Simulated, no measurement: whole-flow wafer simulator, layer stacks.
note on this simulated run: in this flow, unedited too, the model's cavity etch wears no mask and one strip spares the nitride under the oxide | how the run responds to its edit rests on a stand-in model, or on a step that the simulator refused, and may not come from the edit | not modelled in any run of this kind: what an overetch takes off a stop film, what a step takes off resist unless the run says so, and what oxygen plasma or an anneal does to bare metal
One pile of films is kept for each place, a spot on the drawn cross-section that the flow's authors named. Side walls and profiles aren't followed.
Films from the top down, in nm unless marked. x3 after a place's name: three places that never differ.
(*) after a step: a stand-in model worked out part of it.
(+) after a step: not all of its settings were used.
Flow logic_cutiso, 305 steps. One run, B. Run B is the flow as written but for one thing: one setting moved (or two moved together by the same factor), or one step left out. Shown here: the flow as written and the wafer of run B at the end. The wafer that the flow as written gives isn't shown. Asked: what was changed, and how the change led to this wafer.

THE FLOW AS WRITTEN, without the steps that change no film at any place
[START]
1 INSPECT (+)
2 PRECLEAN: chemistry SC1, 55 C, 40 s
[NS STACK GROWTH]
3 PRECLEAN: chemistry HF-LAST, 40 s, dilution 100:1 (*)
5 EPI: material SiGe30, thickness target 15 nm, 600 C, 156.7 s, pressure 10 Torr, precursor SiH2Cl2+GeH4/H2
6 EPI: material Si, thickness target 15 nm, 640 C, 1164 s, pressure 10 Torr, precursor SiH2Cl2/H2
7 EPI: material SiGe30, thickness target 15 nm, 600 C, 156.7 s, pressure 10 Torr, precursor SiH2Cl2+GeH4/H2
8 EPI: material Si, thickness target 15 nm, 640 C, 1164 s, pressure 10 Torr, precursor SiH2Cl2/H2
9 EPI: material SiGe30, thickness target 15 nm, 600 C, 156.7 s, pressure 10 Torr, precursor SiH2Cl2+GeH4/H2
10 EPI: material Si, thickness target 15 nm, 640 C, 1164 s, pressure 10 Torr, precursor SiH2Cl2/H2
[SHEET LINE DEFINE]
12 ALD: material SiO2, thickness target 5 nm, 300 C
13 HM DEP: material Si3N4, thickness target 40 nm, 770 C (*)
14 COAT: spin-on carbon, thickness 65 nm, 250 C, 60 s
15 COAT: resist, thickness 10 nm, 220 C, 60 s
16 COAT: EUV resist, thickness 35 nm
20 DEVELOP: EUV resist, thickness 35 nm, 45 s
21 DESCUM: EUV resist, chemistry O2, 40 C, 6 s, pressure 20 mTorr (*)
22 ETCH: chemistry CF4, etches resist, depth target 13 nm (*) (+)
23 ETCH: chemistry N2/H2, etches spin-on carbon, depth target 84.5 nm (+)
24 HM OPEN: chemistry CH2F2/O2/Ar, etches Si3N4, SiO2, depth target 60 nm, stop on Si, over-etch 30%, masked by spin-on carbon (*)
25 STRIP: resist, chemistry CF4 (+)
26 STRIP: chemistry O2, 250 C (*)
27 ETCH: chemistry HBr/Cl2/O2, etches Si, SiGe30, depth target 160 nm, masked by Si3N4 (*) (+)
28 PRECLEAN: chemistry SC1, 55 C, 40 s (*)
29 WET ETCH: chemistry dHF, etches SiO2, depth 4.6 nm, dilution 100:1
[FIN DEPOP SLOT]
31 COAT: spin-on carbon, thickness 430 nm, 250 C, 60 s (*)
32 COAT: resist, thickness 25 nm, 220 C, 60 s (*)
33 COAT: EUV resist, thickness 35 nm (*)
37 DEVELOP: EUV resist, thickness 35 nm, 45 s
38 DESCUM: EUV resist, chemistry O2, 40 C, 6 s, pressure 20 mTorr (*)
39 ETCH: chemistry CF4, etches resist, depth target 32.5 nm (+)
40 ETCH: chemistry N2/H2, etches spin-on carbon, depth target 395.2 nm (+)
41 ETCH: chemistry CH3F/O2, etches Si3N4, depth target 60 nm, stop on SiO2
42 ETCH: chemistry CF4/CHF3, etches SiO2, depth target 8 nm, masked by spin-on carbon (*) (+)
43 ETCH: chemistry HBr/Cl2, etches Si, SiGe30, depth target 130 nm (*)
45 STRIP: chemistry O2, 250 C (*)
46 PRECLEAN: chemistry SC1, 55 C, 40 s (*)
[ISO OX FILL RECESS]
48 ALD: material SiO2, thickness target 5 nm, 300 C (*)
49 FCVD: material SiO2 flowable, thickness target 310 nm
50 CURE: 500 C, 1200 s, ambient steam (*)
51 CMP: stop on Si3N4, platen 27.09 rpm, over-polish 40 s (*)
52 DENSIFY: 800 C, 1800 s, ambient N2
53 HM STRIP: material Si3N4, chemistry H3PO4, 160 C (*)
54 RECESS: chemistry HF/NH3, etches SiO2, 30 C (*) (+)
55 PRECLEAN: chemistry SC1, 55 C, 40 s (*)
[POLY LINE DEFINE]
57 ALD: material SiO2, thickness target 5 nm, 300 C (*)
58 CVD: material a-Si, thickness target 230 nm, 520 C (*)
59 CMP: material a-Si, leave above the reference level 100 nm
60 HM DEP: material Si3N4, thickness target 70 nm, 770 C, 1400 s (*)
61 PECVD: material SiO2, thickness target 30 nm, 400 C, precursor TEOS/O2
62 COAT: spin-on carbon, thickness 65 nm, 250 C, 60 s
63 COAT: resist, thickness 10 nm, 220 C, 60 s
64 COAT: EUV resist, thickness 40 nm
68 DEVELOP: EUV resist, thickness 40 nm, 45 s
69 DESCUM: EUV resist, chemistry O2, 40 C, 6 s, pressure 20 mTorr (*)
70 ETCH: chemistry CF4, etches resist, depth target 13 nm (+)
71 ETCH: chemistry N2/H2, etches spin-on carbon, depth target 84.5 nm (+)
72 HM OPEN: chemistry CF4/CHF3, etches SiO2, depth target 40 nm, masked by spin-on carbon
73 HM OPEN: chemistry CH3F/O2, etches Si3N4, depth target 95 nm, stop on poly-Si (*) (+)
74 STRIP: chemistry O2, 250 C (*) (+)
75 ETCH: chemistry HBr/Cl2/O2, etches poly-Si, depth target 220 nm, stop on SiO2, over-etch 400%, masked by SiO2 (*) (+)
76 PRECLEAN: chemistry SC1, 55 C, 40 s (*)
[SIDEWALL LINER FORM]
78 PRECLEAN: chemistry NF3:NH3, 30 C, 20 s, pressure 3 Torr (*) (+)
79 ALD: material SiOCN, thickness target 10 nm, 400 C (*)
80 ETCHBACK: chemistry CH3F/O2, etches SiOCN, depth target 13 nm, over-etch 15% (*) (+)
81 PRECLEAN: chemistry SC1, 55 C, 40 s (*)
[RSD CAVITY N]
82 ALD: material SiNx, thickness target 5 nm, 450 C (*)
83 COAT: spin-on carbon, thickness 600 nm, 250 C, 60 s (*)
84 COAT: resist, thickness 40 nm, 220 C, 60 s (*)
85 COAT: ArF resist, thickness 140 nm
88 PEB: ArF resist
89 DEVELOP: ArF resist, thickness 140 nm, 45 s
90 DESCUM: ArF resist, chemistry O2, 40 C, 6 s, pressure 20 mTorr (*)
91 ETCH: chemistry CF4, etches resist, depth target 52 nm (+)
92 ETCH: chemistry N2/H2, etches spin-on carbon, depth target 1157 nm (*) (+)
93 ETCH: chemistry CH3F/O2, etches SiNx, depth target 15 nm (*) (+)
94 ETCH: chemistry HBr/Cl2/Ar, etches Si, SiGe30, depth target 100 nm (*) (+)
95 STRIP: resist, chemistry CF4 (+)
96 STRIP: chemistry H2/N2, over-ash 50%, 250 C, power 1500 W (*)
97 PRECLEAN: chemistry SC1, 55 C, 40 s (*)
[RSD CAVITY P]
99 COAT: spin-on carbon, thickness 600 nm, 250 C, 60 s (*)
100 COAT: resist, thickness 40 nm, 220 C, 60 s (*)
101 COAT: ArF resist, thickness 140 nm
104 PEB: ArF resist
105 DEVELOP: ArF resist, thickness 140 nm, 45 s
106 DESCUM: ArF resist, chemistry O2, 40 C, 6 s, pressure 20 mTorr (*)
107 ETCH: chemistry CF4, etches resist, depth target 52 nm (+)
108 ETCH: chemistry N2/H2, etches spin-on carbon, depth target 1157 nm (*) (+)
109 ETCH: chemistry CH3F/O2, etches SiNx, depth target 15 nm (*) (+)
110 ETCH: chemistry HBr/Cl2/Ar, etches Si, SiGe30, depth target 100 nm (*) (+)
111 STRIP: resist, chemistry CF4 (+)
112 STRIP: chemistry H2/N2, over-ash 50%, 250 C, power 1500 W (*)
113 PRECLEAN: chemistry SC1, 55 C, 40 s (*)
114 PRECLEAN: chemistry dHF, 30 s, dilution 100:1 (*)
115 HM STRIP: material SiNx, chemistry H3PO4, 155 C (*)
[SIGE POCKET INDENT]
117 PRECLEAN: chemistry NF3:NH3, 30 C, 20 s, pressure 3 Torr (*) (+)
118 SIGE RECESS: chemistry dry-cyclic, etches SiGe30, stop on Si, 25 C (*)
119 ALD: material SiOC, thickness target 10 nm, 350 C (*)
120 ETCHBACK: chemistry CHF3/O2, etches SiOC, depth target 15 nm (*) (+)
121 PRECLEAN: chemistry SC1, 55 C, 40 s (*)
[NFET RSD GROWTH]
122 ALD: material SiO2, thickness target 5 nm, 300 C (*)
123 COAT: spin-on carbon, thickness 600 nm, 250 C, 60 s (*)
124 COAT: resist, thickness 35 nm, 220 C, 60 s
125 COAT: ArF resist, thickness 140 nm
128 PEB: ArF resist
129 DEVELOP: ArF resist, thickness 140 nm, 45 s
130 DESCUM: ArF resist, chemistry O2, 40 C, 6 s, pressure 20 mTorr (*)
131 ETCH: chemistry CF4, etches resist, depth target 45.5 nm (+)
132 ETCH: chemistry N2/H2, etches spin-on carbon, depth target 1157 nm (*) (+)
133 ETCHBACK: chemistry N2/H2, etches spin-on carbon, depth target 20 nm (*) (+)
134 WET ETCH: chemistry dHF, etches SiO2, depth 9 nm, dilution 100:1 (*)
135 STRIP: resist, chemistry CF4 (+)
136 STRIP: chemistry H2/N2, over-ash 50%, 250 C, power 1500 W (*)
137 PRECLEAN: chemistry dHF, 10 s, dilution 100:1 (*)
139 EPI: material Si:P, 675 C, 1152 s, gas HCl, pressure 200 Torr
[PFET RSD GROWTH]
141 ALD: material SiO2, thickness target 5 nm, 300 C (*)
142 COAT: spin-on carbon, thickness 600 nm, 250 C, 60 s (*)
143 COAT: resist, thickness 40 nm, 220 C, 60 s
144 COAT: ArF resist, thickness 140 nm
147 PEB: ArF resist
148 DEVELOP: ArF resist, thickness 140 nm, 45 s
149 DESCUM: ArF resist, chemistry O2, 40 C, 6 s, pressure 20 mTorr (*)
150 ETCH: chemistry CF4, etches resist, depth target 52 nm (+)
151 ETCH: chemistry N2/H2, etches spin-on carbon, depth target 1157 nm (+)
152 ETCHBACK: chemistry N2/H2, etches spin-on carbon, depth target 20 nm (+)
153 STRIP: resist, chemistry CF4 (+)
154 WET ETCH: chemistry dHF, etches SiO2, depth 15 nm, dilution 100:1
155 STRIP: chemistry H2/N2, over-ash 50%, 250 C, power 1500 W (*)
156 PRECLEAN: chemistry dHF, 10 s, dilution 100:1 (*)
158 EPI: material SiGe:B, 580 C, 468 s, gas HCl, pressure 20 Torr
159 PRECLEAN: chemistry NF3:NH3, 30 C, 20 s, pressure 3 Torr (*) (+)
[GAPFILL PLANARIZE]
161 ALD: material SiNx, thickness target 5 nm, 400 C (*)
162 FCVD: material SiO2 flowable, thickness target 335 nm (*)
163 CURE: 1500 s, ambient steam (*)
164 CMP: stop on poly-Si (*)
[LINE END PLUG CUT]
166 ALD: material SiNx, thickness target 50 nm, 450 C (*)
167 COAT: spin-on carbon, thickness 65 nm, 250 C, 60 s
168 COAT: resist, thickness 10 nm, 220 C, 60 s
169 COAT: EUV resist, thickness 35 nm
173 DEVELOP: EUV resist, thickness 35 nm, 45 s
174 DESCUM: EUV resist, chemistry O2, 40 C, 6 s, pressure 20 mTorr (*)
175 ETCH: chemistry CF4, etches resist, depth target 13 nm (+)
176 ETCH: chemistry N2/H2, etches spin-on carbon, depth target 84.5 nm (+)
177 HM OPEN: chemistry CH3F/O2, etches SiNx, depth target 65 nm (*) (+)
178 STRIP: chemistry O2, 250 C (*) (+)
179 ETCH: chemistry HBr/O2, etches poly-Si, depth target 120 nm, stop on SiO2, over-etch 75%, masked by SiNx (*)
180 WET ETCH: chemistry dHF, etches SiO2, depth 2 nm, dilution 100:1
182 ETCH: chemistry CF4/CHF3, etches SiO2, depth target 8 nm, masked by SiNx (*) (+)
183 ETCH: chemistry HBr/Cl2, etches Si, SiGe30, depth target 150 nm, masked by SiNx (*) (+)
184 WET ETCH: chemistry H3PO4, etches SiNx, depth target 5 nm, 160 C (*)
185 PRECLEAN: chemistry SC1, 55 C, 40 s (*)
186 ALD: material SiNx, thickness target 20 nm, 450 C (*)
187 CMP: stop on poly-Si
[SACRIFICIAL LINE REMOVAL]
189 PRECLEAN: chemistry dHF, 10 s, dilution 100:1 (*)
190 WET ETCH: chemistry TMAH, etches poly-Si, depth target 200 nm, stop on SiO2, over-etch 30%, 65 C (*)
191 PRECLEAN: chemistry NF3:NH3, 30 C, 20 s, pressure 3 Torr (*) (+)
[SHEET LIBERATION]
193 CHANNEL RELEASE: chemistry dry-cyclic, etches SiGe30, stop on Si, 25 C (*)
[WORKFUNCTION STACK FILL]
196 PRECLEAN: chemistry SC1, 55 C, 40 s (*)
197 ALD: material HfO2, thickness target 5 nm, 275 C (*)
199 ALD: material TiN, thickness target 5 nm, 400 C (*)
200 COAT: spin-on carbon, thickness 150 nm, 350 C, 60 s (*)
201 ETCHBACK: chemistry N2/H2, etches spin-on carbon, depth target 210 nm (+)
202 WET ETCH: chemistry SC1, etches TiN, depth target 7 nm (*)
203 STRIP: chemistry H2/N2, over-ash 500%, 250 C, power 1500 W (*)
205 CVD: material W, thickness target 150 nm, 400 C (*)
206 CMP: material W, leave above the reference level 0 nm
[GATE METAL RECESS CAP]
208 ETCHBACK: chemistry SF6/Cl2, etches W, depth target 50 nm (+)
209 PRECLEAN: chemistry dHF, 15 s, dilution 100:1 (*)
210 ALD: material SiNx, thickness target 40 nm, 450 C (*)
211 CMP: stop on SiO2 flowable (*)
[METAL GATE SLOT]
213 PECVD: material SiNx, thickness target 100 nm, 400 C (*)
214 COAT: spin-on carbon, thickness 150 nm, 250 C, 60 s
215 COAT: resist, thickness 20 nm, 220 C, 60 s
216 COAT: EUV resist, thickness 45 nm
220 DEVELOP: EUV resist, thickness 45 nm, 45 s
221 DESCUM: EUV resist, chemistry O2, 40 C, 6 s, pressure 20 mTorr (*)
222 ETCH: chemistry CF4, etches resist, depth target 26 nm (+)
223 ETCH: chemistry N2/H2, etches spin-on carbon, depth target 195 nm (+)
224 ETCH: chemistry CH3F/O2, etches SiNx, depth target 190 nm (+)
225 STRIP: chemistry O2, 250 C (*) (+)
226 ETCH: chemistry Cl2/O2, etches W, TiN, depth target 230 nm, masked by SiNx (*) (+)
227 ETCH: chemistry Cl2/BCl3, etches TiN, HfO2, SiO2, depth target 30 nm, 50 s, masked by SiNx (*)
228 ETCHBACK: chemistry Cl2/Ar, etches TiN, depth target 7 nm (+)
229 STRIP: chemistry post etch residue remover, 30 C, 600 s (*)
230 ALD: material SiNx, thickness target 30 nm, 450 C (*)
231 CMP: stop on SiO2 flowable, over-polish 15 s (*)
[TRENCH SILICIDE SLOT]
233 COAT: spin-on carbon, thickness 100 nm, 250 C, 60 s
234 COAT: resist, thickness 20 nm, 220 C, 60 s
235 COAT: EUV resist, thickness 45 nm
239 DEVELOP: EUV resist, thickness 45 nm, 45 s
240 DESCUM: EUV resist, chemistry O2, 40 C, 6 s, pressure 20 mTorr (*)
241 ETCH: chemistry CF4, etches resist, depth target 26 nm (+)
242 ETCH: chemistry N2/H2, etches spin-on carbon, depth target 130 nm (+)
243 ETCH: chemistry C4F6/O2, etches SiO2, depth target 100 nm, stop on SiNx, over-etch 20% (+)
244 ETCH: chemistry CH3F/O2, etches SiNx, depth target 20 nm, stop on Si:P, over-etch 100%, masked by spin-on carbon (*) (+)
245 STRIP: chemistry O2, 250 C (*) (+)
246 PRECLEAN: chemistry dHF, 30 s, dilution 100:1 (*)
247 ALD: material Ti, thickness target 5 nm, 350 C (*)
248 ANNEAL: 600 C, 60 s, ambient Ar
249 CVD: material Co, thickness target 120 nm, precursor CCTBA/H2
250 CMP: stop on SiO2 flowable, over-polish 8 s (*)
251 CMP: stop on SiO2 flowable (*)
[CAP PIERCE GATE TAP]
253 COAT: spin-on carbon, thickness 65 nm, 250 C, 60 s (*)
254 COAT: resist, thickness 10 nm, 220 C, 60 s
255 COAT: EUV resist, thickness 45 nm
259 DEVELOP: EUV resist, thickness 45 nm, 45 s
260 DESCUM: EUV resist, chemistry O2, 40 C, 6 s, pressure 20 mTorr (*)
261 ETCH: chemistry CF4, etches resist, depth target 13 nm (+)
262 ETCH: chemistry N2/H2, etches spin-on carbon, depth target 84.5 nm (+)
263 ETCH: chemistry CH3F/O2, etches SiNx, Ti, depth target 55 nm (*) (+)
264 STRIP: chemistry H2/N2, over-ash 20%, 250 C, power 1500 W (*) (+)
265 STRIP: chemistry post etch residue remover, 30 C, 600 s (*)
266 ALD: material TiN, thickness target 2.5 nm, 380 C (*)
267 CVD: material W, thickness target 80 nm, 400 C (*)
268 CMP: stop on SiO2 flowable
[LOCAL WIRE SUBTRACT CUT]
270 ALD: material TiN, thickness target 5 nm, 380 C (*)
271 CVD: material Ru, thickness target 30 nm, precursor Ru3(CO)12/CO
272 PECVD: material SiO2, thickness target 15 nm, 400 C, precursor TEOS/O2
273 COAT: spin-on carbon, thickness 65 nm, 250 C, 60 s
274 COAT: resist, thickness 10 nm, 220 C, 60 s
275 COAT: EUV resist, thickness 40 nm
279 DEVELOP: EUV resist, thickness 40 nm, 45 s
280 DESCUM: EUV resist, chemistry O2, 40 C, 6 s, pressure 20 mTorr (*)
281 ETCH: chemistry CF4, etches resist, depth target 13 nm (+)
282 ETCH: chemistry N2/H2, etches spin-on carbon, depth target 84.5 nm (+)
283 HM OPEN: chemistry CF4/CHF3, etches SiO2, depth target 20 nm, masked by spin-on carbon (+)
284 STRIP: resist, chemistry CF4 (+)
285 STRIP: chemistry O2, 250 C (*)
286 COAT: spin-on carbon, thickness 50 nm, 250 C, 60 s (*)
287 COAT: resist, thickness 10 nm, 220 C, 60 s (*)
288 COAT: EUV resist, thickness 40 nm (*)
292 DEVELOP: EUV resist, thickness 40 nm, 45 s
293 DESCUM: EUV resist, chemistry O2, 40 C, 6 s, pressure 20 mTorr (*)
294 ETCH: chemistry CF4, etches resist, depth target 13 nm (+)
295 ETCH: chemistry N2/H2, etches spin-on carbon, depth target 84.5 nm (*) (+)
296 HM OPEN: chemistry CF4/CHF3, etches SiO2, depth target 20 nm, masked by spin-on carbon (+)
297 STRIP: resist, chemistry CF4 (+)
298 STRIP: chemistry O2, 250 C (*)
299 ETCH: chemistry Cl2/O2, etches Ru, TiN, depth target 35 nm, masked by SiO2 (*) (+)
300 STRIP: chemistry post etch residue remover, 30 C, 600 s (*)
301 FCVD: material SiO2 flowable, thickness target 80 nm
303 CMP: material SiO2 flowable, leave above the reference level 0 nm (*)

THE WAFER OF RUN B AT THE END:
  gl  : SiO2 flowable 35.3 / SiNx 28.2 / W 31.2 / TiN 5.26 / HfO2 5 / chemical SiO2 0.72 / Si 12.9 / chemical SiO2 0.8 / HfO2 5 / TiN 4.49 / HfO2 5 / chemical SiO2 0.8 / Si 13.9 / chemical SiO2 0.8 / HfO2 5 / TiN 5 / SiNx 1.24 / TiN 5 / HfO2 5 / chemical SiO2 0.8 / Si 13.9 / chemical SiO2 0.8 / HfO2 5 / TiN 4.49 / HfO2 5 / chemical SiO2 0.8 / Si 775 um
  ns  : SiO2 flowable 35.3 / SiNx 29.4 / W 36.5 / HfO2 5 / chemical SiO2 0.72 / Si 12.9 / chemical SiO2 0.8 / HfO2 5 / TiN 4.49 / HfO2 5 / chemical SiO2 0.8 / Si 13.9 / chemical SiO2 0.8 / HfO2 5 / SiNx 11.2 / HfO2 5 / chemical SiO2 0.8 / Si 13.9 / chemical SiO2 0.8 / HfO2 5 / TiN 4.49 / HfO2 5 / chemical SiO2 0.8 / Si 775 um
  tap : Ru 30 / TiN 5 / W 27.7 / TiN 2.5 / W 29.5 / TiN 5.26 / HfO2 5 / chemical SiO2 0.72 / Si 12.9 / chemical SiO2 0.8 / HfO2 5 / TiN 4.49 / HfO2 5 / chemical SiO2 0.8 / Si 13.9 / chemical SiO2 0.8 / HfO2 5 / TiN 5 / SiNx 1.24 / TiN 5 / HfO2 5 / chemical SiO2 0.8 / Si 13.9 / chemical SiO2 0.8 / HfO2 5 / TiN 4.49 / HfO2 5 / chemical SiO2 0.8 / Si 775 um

The cause: step 7, EPI: thickness target 21.8 nm was run, where the flow has thickness target 15 nm; step 7, EPI: 227.2 s was run, where the flow has 156.7 s.

How the change led to this, step by step:
  7 EPI: material SiGe30, thickness target 15 nm, 600 C, 156.7 s, pressure 10 Torr, precursor SiH2Cl2+GeH4/H2
      depop, dpovl, gfld and 19 more: SiGe30 +21.8 (new film) (as written it would be: SiGe30 +15 (new film))
  27 ETCH: chemistry HBr/Cl2/O2, etches Si, SiGe30, depth target 160 nm, masked by Si3N4 (*) (+)
      gfld, gxf, iso, lnri: chemical SiO2 -0.79 (all of it), Si -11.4 (all of it), SiGe30 -15 (all of it), Si -15 (all of it), SiGe30 -21.8 (all of it), Si -15 (all of it), SiGe30 -15 (all of it), Si -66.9 (as written it would be: chemical SiO2 -0.79 (all of it), Si -11.4 (all of it), SiGe30 -15 (all of it), Si -15 (all of it), SiGe30 -15 (all of it), Si -15 (all of it), SiGe30 -15 (all of it), Si -73.6)
      dpovl, nsgap: chemical SiO2 -0.79 (all of it), Si -11.8 (all of it), SiGe30 -15 (all of it), Si -15 (all of it), SiGe30 -21.8 (all of it), Si -15 (all of it), SiGe30 -15 (all of it), Si -66.5 (as written it would be: chemical SiO2 -0.79 (all of it), Si -11.8 (all of it), SiGe30 -15 (all of it), Si -15 (all of it), SiGe30 -15 (all of it), Si -15 (all of it), SiGe30 -15 (all of it), Si -73.2)
      (and at 1 more place)
  43 ETCH: chemistry HBr/Cl2, etches Si, SiGe30, depth target 130 nm (*)
      depop: Si -14 (all of it), SiGe30 -15 (all of it), Si -15 (all of it), SiGe30 -21.8 (all of it), Si -15 (all of it), SiGe30 -15 (all of it), Si -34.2 (as written it would be: Si -14 (all of it), SiGe30 -15 (all of it), Si -15 (all of it), SiGe30 -15 (all of it), Si -15 (all of it), SiGe30 -15 (all of it), Si -41)
  94 ETCH: chemistry HBr/Cl2/Ar, etches Si, SiGe30, depth target 100 nm (*) (+)
      rsdn, rsdx: chemical SiO2 -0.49 (all of it), Si -12.8 (all of it), SiGe30 -15 (all of it), Si -15 (all of it), SiGe30 -21.8 (all of it), Si -15 (all of it), SiGe30 -15 (all of it), Si -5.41 (as written it would be: chemical SiO2 -0.49 (all of it), Si -12.8 (all of it), SiGe30 -15 (all of it), Si -15 (all of it), SiGe30 -15 (all of it), Si -15 (all of it), SiGe30 -15 (all of it), Si -12.2)
  110 ETCH: chemistry HBr/Cl2/Ar, etches Si, SiGe30, depth target 100 nm (*) (+)
      rsdp, rsdw: chemical SiO2 -0.49 (all of it), Si -12.8 (all of it), SiGe30 -15 (all of it), Si -15 (all of it), SiGe30 -21.8 (all of it), Si -15 (all of it), SiGe30 -15 (all of it), Si -5.41 (as written it would be: chemical SiO2 -0.49 (all of it), Si -12.8 (all of it), SiGe30 -15 (all of it), Si -15 (all of it), SiGe30 -15 (all of it), Si -15 (all of it), SiGe30 -15 (all of it), Si -12.2)
  118 SIGE RECESS: chemistry dry-cyclic, etches SiGe30, stop on Si, 25 C (*)
      lnr, lnrp, lnrt: SiOCN -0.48, Si -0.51, cavity +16 (new film), SiGe30 -15 (all of it), Si -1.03, cavity +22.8 (new film), SiGe30 -21.8 (all of it), Si -1.03, cavity +16 (new film), SiGe30 -15 (all of it), Si -0.51 (as written it would be: SiOCN -0.48, Si -0.51, cavity +16 (new film), SiGe30 -15 (all of it), Si -1.03, cavity +16 (new film), SiGe30 -15 (all of it), Si -1.03, cavity +16 (new film), SiGe30 -15 (all of it), Si -0.51)
  119 ALD: material SiOC, thickness target 10 nm, 350 C (*)
      lnr, lnrp, lnrt: SiOC +10 (new film), SiOC +16 (new film), cavity -16 (all of it), SiOC +22.8 (new film), cavity -22.8 (all of it), SiOC +16 (new film), cavity -16 (all of it) (as written it would be: SiOC +10 (new film), SiOC +16 (new film), cavity -16 (all of it), SiOC +16 (new film), cavity -16 (all of it), SiOC +16 (new film), cavity -16 (all of it))
  183 ETCH: chemistry HBr/Cl2, etches Si, SiGe30, depth target 150 nm, masked by SiNx (*) (+)
      plug: Si -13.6 (all of it), SiGe30 -15 (all of it), Si -15 (all of it), SiGe30 -21.8 (all of it), Si -15 (all of it), SiGe30 -15 (all of it), Si -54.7 (as written it would be: Si -13.6 (all of it), SiGe30 -15 (all of it), Si -15 (all of it), SiGe30 -15 (all of it), Si -15 (all of it), SiGe30 -15 (all of it), Si -61.4)
  193 CHANNEL RELEASE: chemistry dry-cyclic, etches SiGe30, stop on Si, 25 C (*)
      gl, glp, gxn, gxp, ns, tap: chemical SiO2 +0.8 (new film), Si -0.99, chemical SiO2 +0.8 (new film), cavity +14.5 (new film), chemical SiO2 +0.8 (new film), SiGe30 -15 (all of it), Si -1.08, chemical SiO2 +0.8 (new film), cavity +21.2 (new film), chemical SiO2 +0.8 (new film), SiGe30 -21.8 (all of it), Si -1.08, chemical SiO2 +0.8 (new film), cavity +14.5 (new film), chemical SiO2 +0.8 (new film), SiGe30 -15 (all of it), Si -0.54 (as written it would be: chemical SiO2 +0.8 (new film), Si -0.99, chemical SiO2 +0.8 (new film), cavity +14.5 (new film), chemical SiO2 +0.8 (new film), SiGe30 -15 (all of it), Si -1.08, chemical SiO2 +0.8 (new film), cavity +14.5 (new film), chemical SiO2 +0.8 (new film), SiGe30 -15 (all of it), Si -1.08, chemical SiO2 +0.8 (new film), cavity +14.5 (new film), chemical SiO2 +0.8 (new film), SiGe30 -15 (all of it), Si -0.54)
  199 ALD: material TiN, thickness target 5 nm, 400 C (*)
      gl, glp, tap: TiN +5.26 (new film), TiN +4.49 (new film), cavity -4.49 (all of it), TiN +5 (new film), cavity -10, TiN +5 (new film), TiN +4.49 (new film), cavity -4.49 (all of it) (as written it would be: TiN +5.26 (new film), TiN +4.49 (new film), cavity -4.49 (all of it), TiN +4.49 (new film), cavity -4.49 (all of it), TiN +4.49 (new film), cavity -4.49 (all of it))
      gxn, gxp, ns: TiN +5 (new film), TiN +4.49 (new film), cavity -4.49 (all of it), TiN +5 (new film), cavity -10, TiN +5 (new film), TiN +4.49 (new film), cavity -4.49 (all of it) (as written it would be: TiN +5 (new film), TiN +4.49 (new film), cavity -4.49 (all of it), TiN +4.49 (new film), cavity -4.49 (all of it), TiN +4.49 (new film), cavity -4.49 (all of it))
  202 WET ETCH: chemistry SC1, etches TiN, depth target 7 nm (*)
      ns: TiN -5 (all of it), TiN -5 (all of it), cavity +10, TiN -5 (all of it) (as written it would be: TiN -5 (all of it))
  210 ALD: material SiNx, thickness target 40 nm, 450 C (*)
      gl, glp, gxn, gxp, tap: SiNx +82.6 (new film), SiNx +1.24 (new film), cavity -1.24 (all of it) (as written it would be: SiNx +82.6 (new film))
      ns: SiNx +40 (new film), SiNx +11.2 (new film), cavity -11.2 (all of it) (as written it would be: SiNx +40 (new film))
Counting metal films that touch as one body, gl has 5 bodies (between them, from the top down: HfO2 5 / chemical SiO2 0.72 / Si 12.9 / chemical SiO2 0.8 / HfO2 5; HfO2 5 / chemical SiO2 0.8 / Si 13.9 / chemical SiO2 0.8 / HfO2 5; SiNx 1.24; HfO2 5 / chemical SiO2 0.8 / Si 13.9 / chemical SiO2 0.8 / HfO2 5); the flow as written gives 4 bodies (between them, from the top down: HfO2 5 / chemical SiO2 0.72 / Si 12.9 / chemical SiO2 0.8 / HfO2 5; HfO2 5 / chemical SiO2 0.8 / Si 13.9 / chemical SiO2 0.8 / HfO2 5; HfO2 5 / chemical SiO2 0.8 / Si 13.9 / chemical SiO2 0.8 / HfO2 5).
Counting metal films that touch as one body, ns has 3 bodies (between them, from the top down: HfO2 5 / chemical SiO2 0.72 / Si 12.9 / chemical SiO2 0.8 / HfO2 5; HfO2 5 / chemical SiO2 0.8 / Si 13.9 / chemical SiO2 0.8 / HfO2 5 / SiNx 11.2 / HfO2 5 / chemical SiO2 0.8 / Si 13.9 / chemical SiO2 0.8 / HfO2 5); the flow as written gives 4 bodies (between them, from the top down: HfO2 5 / chemical SiO2 0.72 / Si 12.9 / chemical SiO2 0.8 / HfO2 5; HfO2 5 / chemical SiO2 0.8 / Si 13.9 / chemical SiO2 0.8 / HfO2 5; HfO2 5 / chemical SiO2 0.8 / Si 13.9 / chemical SiO2 0.8 / HfO2 5).
Counting metal films that touch as one body, tap has 5 bodies (between them, from the top down: HfO2 5 / chemical SiO2 0.72 / Si 12.9 / chemical SiO2 0.8 / HfO2 5; HfO2 5 / chemical SiO2 0.8 / Si 13.9 / chemical SiO2 0.8 / HfO2 5; SiNx 1.24; HfO2 5 / chemical SiO2 0.8 / Si 13.9 / chemical SiO2 0.8 / HfO2 5); the flow as written gives 4 bodies (between them, from the top down: HfO2 5 / chemical SiO2 0.72 / Si 12.9 / chemical SiO2 0.8 / HfO2 5; HfO2 5 / chemical SiO2 0.8 / Si 13.9 / chemical SiO2 0.8 / HfO2 5; HfO2 5 / chemical SiO2 0.8 / Si 13.9 / chemical SiO2 0.8 / HfO2 5).
